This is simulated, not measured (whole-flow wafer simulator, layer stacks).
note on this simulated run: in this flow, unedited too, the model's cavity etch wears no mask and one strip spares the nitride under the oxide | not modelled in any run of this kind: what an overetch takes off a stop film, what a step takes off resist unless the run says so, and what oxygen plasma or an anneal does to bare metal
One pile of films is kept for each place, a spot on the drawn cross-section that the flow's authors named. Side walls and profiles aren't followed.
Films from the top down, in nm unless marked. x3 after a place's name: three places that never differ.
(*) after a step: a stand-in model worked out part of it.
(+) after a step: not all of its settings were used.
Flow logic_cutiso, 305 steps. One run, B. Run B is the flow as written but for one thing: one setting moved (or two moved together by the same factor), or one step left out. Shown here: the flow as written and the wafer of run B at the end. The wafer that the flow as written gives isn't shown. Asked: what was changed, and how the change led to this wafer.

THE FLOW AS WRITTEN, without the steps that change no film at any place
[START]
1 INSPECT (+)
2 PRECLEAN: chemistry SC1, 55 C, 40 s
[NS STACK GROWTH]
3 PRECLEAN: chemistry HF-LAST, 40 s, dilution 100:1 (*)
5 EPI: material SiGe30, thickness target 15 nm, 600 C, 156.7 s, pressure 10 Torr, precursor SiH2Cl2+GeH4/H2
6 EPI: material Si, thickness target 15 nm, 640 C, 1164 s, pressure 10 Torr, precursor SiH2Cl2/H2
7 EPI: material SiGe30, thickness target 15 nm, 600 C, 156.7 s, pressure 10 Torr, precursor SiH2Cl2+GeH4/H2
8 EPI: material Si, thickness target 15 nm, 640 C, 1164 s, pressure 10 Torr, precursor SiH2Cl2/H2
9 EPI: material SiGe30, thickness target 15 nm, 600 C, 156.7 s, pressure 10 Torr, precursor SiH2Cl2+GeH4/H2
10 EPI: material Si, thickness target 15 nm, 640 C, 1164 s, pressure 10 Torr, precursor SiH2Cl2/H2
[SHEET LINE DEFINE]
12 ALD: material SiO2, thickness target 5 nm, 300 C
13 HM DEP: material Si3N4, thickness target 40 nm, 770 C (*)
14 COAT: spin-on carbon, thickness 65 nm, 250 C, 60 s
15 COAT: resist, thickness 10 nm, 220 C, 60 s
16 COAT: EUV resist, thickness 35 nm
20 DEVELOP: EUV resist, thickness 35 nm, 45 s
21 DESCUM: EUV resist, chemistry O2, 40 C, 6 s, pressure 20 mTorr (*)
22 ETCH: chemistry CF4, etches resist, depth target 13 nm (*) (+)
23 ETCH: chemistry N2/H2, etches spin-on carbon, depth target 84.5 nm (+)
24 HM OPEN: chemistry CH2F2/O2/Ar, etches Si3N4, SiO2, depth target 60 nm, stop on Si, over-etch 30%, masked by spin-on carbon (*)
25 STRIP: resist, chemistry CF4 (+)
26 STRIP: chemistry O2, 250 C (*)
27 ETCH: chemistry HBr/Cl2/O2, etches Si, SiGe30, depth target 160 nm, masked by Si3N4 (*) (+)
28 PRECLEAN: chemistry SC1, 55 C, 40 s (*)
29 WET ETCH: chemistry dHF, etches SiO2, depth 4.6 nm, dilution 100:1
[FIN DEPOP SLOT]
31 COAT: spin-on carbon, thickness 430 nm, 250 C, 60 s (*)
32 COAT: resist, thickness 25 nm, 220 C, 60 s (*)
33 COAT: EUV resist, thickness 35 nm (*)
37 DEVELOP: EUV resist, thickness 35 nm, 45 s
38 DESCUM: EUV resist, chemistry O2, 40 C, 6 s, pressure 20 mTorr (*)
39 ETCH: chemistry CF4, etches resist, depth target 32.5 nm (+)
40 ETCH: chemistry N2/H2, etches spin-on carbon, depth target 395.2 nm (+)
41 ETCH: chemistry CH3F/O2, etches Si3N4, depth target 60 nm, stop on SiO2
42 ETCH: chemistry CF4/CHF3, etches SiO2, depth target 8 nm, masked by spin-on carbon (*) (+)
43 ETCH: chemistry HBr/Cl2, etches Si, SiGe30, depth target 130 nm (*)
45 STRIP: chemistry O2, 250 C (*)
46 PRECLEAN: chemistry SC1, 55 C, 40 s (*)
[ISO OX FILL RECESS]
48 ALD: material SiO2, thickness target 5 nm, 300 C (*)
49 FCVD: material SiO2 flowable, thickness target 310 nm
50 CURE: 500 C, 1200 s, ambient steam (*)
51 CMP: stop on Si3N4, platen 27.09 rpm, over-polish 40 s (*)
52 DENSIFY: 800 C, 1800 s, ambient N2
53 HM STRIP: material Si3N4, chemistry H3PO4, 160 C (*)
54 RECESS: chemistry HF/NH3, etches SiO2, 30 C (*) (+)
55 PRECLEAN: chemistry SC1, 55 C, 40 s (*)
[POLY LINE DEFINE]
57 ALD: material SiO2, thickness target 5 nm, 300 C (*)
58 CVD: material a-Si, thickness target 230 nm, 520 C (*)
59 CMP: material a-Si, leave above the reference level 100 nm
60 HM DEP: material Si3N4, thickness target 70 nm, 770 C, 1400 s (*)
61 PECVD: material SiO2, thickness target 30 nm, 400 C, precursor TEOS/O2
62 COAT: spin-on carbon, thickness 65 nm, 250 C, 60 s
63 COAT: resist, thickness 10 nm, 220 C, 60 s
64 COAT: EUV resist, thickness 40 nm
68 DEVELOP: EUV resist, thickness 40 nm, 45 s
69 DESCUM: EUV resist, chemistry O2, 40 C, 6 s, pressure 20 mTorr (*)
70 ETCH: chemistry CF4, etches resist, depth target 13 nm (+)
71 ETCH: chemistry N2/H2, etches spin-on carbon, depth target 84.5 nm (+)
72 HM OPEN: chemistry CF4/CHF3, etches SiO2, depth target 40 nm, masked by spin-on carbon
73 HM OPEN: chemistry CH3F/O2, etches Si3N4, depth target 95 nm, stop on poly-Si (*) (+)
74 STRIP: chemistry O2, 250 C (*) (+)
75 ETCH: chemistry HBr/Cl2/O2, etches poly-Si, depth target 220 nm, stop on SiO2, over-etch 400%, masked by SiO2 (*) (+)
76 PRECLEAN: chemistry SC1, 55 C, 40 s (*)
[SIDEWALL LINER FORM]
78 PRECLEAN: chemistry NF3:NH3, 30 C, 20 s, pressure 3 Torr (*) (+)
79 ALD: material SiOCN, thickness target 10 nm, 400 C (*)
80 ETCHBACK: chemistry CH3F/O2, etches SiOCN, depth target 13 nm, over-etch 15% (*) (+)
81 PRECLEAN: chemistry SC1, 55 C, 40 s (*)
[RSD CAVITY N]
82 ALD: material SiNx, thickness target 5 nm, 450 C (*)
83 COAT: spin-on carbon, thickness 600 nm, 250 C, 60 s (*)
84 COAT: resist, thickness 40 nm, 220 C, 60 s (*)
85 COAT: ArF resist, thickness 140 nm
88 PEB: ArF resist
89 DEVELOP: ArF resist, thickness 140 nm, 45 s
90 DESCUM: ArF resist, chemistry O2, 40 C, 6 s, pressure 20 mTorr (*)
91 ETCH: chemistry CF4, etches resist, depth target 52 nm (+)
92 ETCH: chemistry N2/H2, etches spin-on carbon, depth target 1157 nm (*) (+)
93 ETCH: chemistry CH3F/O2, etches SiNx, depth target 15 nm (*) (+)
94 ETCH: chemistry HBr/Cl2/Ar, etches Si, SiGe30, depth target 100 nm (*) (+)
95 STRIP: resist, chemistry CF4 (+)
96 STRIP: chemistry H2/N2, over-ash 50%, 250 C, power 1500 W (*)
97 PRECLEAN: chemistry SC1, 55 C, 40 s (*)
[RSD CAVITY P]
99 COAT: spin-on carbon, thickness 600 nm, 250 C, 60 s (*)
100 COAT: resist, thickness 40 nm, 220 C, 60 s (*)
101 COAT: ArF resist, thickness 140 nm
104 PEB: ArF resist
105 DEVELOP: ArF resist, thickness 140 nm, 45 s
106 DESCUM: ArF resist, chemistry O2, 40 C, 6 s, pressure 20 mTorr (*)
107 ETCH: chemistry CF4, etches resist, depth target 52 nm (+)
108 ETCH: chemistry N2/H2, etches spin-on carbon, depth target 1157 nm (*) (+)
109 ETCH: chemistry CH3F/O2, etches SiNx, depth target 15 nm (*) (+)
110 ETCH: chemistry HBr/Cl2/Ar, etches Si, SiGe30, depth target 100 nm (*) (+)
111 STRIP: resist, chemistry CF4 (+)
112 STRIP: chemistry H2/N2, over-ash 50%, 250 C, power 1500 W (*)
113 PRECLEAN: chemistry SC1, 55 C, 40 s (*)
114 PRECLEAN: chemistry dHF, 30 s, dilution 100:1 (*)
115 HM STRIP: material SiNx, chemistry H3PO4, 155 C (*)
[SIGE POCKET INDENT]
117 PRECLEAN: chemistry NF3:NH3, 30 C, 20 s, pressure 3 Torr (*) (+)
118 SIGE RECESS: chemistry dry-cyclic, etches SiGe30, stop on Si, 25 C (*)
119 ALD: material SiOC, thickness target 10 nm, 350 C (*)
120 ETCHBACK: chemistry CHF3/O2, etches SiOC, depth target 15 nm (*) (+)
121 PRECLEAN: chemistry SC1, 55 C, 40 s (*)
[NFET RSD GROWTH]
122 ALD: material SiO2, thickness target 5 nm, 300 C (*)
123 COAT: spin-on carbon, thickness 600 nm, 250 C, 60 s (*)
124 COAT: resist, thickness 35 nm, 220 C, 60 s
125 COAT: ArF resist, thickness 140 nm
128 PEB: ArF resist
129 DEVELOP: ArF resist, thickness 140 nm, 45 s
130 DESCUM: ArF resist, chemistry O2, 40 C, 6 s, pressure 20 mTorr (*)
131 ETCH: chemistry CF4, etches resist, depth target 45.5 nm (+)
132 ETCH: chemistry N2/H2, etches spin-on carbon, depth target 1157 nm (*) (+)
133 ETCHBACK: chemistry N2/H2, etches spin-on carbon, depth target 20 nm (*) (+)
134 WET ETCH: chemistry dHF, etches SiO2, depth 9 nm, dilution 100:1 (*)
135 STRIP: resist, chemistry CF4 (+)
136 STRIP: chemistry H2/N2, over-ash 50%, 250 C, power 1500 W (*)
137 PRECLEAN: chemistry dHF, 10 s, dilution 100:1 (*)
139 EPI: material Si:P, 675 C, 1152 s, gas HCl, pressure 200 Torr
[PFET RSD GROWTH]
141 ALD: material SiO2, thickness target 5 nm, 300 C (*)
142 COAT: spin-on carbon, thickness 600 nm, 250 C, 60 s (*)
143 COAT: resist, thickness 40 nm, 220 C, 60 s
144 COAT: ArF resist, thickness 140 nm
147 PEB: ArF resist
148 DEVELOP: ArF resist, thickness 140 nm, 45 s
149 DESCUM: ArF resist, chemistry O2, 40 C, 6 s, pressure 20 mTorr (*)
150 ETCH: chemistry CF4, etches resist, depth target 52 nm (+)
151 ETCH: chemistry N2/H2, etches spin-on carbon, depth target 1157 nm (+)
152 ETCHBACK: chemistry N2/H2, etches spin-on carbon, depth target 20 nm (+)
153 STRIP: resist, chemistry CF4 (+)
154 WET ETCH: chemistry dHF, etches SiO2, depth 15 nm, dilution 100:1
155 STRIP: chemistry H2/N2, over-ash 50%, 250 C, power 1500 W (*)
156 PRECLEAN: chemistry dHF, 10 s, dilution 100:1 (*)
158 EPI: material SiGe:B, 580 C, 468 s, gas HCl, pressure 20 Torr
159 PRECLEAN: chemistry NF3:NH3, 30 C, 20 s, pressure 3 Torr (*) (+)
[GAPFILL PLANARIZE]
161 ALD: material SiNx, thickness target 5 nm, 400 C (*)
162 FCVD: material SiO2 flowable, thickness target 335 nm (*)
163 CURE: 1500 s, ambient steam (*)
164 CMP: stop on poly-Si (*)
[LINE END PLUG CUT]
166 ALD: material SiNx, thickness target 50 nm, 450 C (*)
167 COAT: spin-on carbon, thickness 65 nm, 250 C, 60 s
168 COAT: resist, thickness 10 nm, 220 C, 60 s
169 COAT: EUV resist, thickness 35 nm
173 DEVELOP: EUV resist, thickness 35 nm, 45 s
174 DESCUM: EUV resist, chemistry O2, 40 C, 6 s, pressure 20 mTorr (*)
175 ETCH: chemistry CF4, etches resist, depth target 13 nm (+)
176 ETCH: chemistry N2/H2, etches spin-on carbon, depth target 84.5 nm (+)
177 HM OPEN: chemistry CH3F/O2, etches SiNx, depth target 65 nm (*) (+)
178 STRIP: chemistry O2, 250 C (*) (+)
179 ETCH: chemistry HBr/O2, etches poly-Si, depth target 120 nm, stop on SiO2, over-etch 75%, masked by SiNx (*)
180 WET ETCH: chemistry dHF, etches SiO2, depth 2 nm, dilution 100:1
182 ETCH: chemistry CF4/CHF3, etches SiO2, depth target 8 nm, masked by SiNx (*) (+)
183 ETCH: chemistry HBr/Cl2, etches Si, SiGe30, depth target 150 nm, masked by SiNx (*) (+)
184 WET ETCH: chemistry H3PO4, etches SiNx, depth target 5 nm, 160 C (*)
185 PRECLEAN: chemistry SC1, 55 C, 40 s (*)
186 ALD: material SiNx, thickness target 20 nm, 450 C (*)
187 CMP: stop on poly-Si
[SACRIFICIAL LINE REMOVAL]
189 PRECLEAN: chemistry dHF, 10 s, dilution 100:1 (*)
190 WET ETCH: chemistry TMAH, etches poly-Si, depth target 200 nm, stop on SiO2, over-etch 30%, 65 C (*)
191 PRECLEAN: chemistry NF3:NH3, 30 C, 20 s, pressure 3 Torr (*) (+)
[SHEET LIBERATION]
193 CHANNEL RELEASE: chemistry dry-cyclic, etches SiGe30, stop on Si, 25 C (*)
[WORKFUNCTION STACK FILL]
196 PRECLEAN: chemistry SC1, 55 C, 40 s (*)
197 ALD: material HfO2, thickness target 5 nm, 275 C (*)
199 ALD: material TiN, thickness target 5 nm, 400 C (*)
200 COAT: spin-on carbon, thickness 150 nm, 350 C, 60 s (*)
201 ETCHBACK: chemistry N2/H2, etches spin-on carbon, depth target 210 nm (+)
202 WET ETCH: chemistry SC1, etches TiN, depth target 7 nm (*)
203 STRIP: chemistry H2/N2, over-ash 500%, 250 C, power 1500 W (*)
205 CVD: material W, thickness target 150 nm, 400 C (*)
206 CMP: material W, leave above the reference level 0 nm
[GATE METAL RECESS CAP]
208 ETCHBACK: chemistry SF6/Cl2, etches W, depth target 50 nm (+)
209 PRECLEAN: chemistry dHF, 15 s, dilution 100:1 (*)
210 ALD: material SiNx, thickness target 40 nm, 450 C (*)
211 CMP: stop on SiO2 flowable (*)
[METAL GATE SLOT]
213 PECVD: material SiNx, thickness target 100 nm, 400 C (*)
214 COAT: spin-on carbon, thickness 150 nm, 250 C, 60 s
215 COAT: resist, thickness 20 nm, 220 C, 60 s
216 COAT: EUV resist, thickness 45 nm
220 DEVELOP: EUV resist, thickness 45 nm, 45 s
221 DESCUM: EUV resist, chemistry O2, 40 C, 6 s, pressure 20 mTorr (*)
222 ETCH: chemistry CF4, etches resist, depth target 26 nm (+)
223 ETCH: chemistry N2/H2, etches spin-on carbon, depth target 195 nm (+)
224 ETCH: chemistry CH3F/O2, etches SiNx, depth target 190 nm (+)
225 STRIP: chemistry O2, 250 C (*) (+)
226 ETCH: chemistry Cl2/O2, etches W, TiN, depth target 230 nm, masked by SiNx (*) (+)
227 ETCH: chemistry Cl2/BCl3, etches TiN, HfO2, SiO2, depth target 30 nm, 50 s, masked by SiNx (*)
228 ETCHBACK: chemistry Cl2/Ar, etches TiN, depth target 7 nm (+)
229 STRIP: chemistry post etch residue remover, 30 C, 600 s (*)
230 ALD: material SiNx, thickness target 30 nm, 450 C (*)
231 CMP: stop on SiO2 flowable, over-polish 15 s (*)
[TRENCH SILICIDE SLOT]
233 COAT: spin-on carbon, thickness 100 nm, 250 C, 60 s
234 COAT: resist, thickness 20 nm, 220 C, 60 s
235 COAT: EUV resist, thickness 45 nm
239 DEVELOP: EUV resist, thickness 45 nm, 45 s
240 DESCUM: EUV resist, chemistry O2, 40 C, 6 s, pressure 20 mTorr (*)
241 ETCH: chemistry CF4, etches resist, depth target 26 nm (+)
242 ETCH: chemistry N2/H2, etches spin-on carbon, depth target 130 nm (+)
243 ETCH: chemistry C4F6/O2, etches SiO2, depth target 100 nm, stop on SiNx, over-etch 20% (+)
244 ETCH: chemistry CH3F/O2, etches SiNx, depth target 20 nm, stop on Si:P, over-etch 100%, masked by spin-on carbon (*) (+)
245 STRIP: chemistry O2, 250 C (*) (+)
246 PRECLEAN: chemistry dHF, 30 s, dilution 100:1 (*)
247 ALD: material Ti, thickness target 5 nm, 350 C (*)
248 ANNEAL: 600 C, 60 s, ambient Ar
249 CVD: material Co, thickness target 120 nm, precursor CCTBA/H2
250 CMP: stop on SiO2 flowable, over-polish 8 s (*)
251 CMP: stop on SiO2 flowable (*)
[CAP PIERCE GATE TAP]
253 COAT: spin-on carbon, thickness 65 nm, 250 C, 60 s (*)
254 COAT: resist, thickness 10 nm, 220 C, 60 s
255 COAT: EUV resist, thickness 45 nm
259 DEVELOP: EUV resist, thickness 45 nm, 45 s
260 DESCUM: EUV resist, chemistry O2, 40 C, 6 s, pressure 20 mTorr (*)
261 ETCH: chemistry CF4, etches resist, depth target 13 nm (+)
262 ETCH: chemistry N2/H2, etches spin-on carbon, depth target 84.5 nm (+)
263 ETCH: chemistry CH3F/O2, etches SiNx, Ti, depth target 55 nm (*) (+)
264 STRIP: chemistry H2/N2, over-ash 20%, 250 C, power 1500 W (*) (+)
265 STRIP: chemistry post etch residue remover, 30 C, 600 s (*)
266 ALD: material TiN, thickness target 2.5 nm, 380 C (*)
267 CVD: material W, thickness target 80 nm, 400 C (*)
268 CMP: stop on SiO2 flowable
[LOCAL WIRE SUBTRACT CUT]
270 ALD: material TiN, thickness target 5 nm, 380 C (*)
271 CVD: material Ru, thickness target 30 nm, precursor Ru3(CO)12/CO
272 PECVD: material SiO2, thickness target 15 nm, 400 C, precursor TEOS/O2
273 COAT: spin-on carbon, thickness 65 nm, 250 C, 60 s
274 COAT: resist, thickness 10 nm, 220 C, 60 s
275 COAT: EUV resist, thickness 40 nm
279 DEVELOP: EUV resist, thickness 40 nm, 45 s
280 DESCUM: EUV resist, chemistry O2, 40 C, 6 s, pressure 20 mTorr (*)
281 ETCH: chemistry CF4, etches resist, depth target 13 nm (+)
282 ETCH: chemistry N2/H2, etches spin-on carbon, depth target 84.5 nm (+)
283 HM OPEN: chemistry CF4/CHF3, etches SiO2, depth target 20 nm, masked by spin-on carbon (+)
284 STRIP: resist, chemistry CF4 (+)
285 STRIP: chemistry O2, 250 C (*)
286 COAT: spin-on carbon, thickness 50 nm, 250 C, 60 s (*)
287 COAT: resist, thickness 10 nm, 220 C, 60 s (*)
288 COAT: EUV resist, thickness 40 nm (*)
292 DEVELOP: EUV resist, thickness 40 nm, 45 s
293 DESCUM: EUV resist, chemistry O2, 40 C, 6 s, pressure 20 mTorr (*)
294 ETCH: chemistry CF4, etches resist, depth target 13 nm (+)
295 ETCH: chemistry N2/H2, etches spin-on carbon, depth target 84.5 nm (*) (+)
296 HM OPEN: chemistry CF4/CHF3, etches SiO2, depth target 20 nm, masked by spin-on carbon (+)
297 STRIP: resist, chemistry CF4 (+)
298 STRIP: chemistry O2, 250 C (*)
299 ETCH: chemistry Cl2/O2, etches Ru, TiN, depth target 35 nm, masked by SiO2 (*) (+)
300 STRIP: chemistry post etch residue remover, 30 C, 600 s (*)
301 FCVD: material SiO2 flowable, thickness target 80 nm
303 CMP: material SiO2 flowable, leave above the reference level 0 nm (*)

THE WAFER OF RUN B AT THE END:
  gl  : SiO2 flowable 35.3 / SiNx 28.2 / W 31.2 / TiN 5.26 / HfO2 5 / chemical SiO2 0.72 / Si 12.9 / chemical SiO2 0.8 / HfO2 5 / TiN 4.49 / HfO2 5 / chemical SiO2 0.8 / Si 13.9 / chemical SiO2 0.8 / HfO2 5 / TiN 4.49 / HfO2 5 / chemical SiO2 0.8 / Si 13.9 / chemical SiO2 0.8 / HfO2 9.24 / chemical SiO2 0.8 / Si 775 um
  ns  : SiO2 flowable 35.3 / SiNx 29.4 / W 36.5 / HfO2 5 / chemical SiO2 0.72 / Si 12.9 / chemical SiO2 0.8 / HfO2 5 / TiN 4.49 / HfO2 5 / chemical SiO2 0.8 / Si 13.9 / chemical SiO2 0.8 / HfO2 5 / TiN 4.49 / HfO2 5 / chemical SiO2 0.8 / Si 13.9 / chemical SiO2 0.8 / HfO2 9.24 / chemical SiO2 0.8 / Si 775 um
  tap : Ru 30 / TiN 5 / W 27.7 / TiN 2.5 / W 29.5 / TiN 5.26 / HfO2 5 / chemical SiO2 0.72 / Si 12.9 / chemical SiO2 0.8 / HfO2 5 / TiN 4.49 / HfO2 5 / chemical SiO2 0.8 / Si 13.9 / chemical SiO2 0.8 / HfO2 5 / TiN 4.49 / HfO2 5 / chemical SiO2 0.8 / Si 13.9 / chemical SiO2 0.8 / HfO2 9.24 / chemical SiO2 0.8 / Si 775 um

The cause: step 5, EPI: thickness target 9.8 nm was run, where the flow has thickness target 15 nm; step 5, EPI: 101.9 s was run, where the flow has 156.7 s.

How the change led to this, step by step:
  5 EPI: material SiGe30, thickness target 15 nm, 600 C, 156.7 s, pressure 10 Torr, precursor SiH2Cl2+GeH4/H2
      depop, dpovl, gfld and 19 more: SiGe30 +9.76 (new film) (as written it would be: SiGe30 +15 (new film))
  27 ETCH: chemistry HBr/Cl2/O2, etches Si, SiGe30, depth target 160 nm, masked by Si3N4 (*) (+)
      gfld, gxf, iso, lnri: chemical SiO2 -0.79 (all of it), Si -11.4 (all of it), SiGe30 -15 (all of it), Si -15 (all of it), SiGe30 -15 (all of it), Si -15 (all of it), SiGe30 -9.76 (all of it), Si -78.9 (as written it would be: chemical SiO2 -0.79 (all of it), Si -11.4 (all of it), SiGe30 -15 (all of it), Si -15 (all of it), SiGe30 -15 (all of it), Si -15 (all of it), SiGe30 -15 (all of it), Si -73.6)
      dpovl, nsgap: chemical SiO2 -0.79 (all of it), Si -11.8 (all of it), SiGe30 -15 (all of it), Si -15 (all of it), SiGe30 -15 (all of it), Si -15 (all of it), SiGe30 -9.76 (all of it), Si -78.5 (as written it would be: chemical SiO2 -0.79 (all of it), Si -11.8 (all of it), SiGe30 -15 (all of it), Si -15 (all of it), SiGe30 -15 (all of it), Si -15 (all of it), SiGe30 -15 (all of it), Si -73.2)
      (and at 1 more place)
  43 ETCH: chemistry HBr/Cl2, etches Si, SiGe30, depth target 130 nm (*)
      depop: Si -14 (all of it), SiGe30 -15 (all of it), Si -15 (all of it), SiGe30 -15 (all of it), Si -15 (all of it), SiGe30 -9.76 (all of it), Si -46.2 (as written it would be: Si -14 (all of it), SiGe30 -15 (all of it), Si -15 (all of it), SiGe30 -15 (all of it), Si -15 (all of it), SiGe30 -15 (all of it), Si -41)
  94 ETCH: chemistry HBr/Cl2/Ar, etches Si, SiGe30, depth target 100 nm (*) (+)
      rsdn, rsdx: chemical SiO2 -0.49 (all of it), Si -12.8 (all of it), SiGe30 -15 (all of it), Si -15 (all of it), SiGe30 -15 (all of it), Si -15 (all of it), SiGe30 -9.76 (all of it), Si -17.4 (as written it would be: chemical SiO2 -0.49 (all of it), Si -12.8 (all of it), SiGe30 -15 (all of it), Si -15 (all of it), SiGe30 -15 (all of it), Si -15 (all of it), SiGe30 -15 (all of it), Si -12.2)
  110 ETCH: chemistry HBr/Cl2/Ar, etches Si, SiGe30, depth target 100 nm (*) (+)
      rsdp, rsdw: chemical SiO2 -0.49 (all of it), Si -12.8 (all of it), SiGe30 -15 (all of it), Si -15 (all of it), SiGe30 -15 (all of it), Si -15 (all of it), SiGe30 -9.76 (all of it), Si -17.4 (as written it would be: chemical SiO2 -0.49 (all of it), Si -12.8 (all of it), SiGe30 -15 (all of it), Si -15 (all of it), SiGe30 -15 (all of it), Si -15 (all of it), SiGe30 -15 (all of it), Si -12.2)
  118 SIGE RECESS: chemistry dry-cyclic, etches SiGe30, stop on Si, 25 C (*)
      lnr, lnrp, lnrt: SiOCN -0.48, Si -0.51, cavity +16 (new film), SiGe30 -15 (all of it), Si -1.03, cavity +16 (new film), SiGe30 -15 (all of it), Si -1.03, cavity +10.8 (new film), SiGe30 -9.76 (all of it), Si -0.51 (as written it would be: SiOCN -0.48, Si -0.51, cavity +16 (new film), SiGe30 -15 (all of it), Si -1.03, cavity +16 (new film), SiGe30 -15 (all of it), Si -1.03, cavity +16 (new film), SiGe30 -15 (all of it), Si -0.51)
  119 ALD: material SiOC, thickness target 10 nm, 350 C (*)
      lnr, lnrp, lnrt: SiOC +10 (new film), SiOC +16 (new film), cavity -16 (all of it), SiOC +16 (new film), cavity -16 (all of it), SiOC +10.8 (new film), cavity -10.8 (all of it) (as written it would be: SiOC +10 (new film), SiOC +16 (new film), cavity -16 (all of it), SiOC +16 (new film), cavity -16 (all of it), SiOC +16 (new film), cavity -16 (all of it))
  183 ETCH: chemistry HBr/Cl2, etches Si, SiGe30, depth target 150 nm, masked by SiNx (*) (+)
      plug: Si -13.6 (all of it), SiGe30 -15 (all of it), Si -15 (all of it), SiGe30 -15 (all of it), Si -15 (all of it), SiGe30 -9.76 (all of it), Si -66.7 (as written it would be: Si -13.6 (all of it), SiGe30 -15 (all of it), Si -15 (all of it), SiGe30 -15 (all of it), Si -15 (all of it), SiGe30 -15 (all of it), Si -61.4)
  193 CHANNEL RELEASE: chemistry dry-cyclic, etches SiGe30, stop on Si, 25 C (*)
      gl, glp, gxn, gxp, ns, tap: chemical SiO2 +0.8 (new film), Si -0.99, chemical SiO2 +0.8 (new film), cavity +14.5 (new film), chemical SiO2 +0.8 (new film), SiGe30 -15 (all of it), Si -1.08, chemical SiO2 +0.8 (new film), cavity +14.5 (new film), chemical SiO2 +0.8 (new film), SiGe30 -15 (all of it), Si -1.08, chemical SiO2 +0.8 (new film), cavity +9.24 (new film), chemical SiO2 +0.8 (new film), SiGe30 -9.76 (all of it), Si -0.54 (as written it would be: chemical SiO2 +0.8 (new film), Si -0.99, chemical SiO2 +0.8 (new film), cavity +14.5 (new film), chemical SiO2 +0.8 (new film), SiGe30 -15 (all of it), Si -1.08, chemical SiO2 +0.8 (new film), cavity +14.5 (new film), chemical SiO2 +0.8 (new film), SiGe30 -15 (all of it), Si -1.08, chemical SiO2 +0.8 (new film), cavity +14.5 (new film), chemical SiO2 +0.8 (new film), SiGe30 -15 (all of it), Si -0.54)
  197 ALD: material HfO2, thickness target 5 nm, 275 C (*)
      gl, glp, gxn, gxp, ns, tap: HfO2 +5 (new film), HfO2 +5 (new film), cavity -10, HfO2 +5 (new film), HfO2 +5 (new film), cavity -10, HfO2 +5 (new film), HfO2 +9.24 (new film), cavity -9.24 (all of it) (as written it would be: HfO2 +5 (new film), HfO2 +5 (new film), cavity -10, HfO2 +5 (new film), HfO2 +5 (new film), cavity -10, HfO2 +5 (new film), HfO2 +5 (new film), cavity -10, HfO2 +5 (new film))
  199 ALD: material TiN, thickness target 5 nm, 400 C (*)
      gl, glp, tap: TiN +5.26 (new film), TiN +4.49 (new film), cavity -4.49 (all of it), TiN +4.49 (new film), cavity -4.49 (all of it) (as written it would be: TiN +5.26 (new film), TiN +4.49 (new film), cavity -4.49 (all of it), TiN +4.49 (new film), cavity -4.49 (all of it), TiN +4.49 (new film), cavity -4.49 (all of it))
      gxn, gxp, ns: TiN +5 (new film), TiN +4.49 (new film), cavity -4.49 (all of it), TiN +4.49 (new film), cavity -4.49 (all of it) (as written it would be: TiN +5 (new film), TiN +4.49 (new film), cavity -4.49 (all of it), TiN +4.49 (new film), cavity -4.49 (all of it), TiN +4.49 (new film), cavity -4.49 (all of it))
Counting metal films that touch as one body, gl has 3 bodies (between them, from the top down: HfO2 5 / chemical SiO2 0.72 / Si 12.9 / chemical SiO2 0.8 / HfO2 5; HfO2 5 / chemical SiO2 0.8 / Si 13.9 / chemical SiO2 0.8 / HfO2 5); the flow as written gives 4 bodies (between them, from the top down: HfO2 5 / chemical SiO2 0.72 / Si 12.9 / chemical SiO2 0.8 / HfO2 5; HfO2 5 / chemical SiO2 0.8 / Si 13.9 / chemical SiO2 0.8 / HfO2 5; HfO2 5 / chemical SiO2 0.8 / Si 13.9 / chemical SiO2 0.8 / HfO2 5).
Counting metal films that touch as one body, ns has 3 bodies (between them, from the top down: HfO2 5 / chemical SiO2 0.72 / Si 12.9 / chemical SiO2 0.8 / HfO2 5; HfO2 5 / chemical SiO2 0.8 / Si 13.9 / chemical SiO2 0.8 / HfO2 5); the flow as written gives 4 bodies (between them, from the top down: HfO2 5 / chemical SiO2 0.72 / Si 12.9 / chemical SiO2 0.8 / HfO2 5; HfO2 5 / chemical SiO2 0.8 / Si 13.9 / chemical SiO2 0.8 / HfO2 5; HfO2 5 / chemical SiO2 0.8 / Si 13.9 / chemical SiO2 0.8 / HfO2 5).
Counting metal films that touch as one body, tap has 3 bodies (between them, from the top down: HfO2 5 / chemical SiO2 0.72 / Si 12.9 / chemical SiO2 0.8 / HfO2 5; HfO2 5 / chemical SiO2 0.8 / Si 13.9 / chemical SiO2 0.8 / HfO2 5); the flow as written gives 4 bodies (between them, from the top down: HfO2 5 / chemical SiO2 0.72 / Si 12.9 / chemical SiO2 0.8 / HfO2 5; HfO2 5 / chemical SiO2 0.8 / Si 13.9 / chemical SiO2 0.8 / HfO2 5; HfO2 5 / chemical SiO2 0.8 / Si 13.9 / chemical SiO2 0.8 / HfO2 5).
